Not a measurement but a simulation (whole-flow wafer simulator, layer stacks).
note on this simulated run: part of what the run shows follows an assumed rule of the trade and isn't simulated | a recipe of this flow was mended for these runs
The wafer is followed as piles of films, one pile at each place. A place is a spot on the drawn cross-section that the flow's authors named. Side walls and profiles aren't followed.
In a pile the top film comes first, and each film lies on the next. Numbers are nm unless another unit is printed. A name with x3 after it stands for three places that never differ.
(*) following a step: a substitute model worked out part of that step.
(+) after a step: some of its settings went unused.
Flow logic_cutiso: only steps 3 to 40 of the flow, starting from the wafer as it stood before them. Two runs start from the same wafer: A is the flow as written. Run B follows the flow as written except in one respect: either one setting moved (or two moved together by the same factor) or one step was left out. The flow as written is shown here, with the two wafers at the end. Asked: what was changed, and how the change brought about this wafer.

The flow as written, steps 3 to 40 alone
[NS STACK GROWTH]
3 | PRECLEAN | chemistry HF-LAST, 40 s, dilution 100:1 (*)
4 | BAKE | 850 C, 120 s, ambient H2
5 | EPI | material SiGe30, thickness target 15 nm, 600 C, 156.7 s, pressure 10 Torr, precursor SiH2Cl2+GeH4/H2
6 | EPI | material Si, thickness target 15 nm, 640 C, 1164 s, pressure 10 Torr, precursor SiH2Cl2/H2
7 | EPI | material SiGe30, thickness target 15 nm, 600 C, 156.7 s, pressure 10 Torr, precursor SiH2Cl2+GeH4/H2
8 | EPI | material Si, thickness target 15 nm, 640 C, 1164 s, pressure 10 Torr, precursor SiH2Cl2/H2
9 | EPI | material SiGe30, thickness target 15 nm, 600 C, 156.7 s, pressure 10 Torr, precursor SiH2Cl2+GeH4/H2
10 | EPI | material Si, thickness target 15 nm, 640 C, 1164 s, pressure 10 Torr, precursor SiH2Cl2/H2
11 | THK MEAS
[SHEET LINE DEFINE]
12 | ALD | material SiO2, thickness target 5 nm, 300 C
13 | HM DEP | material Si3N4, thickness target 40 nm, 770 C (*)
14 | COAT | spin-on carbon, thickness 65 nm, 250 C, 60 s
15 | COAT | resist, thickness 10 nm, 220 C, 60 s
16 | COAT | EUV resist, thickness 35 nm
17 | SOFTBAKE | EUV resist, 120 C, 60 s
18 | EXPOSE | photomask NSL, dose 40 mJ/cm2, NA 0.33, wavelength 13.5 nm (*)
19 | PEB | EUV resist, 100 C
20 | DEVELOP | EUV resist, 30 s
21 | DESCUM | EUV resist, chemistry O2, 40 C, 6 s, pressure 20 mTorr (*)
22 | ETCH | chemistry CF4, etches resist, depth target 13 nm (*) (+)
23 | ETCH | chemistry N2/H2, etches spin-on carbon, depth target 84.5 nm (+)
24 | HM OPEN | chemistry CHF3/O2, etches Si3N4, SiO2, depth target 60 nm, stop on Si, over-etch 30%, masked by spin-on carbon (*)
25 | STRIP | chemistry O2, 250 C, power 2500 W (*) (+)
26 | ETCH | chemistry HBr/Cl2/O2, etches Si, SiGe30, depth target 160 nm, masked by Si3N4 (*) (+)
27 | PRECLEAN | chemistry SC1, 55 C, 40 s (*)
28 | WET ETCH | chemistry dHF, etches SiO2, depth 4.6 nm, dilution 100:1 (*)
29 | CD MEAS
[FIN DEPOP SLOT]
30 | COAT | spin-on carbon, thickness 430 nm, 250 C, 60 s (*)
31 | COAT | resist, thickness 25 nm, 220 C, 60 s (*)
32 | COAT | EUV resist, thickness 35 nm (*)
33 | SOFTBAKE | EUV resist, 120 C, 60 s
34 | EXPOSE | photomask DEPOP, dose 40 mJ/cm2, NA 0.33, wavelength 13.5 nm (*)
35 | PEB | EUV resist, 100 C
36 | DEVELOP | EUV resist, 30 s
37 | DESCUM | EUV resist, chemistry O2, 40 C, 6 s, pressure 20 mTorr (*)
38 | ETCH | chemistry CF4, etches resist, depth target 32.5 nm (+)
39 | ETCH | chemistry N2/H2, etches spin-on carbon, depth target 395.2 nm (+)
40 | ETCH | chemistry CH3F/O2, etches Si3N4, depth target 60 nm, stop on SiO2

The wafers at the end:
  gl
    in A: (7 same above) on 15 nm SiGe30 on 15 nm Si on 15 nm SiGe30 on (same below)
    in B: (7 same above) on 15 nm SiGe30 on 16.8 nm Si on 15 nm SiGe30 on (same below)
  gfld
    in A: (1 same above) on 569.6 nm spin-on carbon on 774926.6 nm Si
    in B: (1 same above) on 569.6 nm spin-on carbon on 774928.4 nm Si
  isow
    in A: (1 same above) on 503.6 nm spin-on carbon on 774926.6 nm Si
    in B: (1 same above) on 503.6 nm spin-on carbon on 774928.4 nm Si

What caused this: step 6, EPI: thickness target 16.8 nm was run, whereas the flow has thickness target 15 nm; step 6, EPI: 1304 s was run, where the flow has 1164 s.
The wafer itself shows it: gl has Si 16.8, and step 6 as written asks for 15 nm.

How this came from the change, step by step:
  6 | EPI | material Si, thickness target 15 nm, 640 C, 1164 s, pressure 10 Torr, precursor SiH2Cl2/H2
      depop, dpovl, gfld and 19 more: A Si gains 15 (new film) | B Si gains 16.8 (new film)
  26 | ETCH | chemistry HBr/Cl2/O2, etches Si, SiGe30, depth target 160 nm, masked by Si3N4 (*) (+)
      dpovl, gfld, gxf, iso, isow, lnri, nsgap: A chemical SiO2 loses 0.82 (all of it), Si loses 12 (all of it), SiGe30 loses 15 (all of it), Si loses 15 (all of it), SiGe30 loses 15 (all of it), Si loses 15 (all of it), SiGe30 loses 15 (all of it), Si loses 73 | B chemical SiO2 loses 0.82 (all of it), Si loses 12 (all of it), SiGe30 loses 15 (all of it), Si loses 15 (all of it), SiGe30 loses 15 (all of it), Si loses 16.8 (all of it), SiGe30 loses 15 (all of it), Si loses 71.2
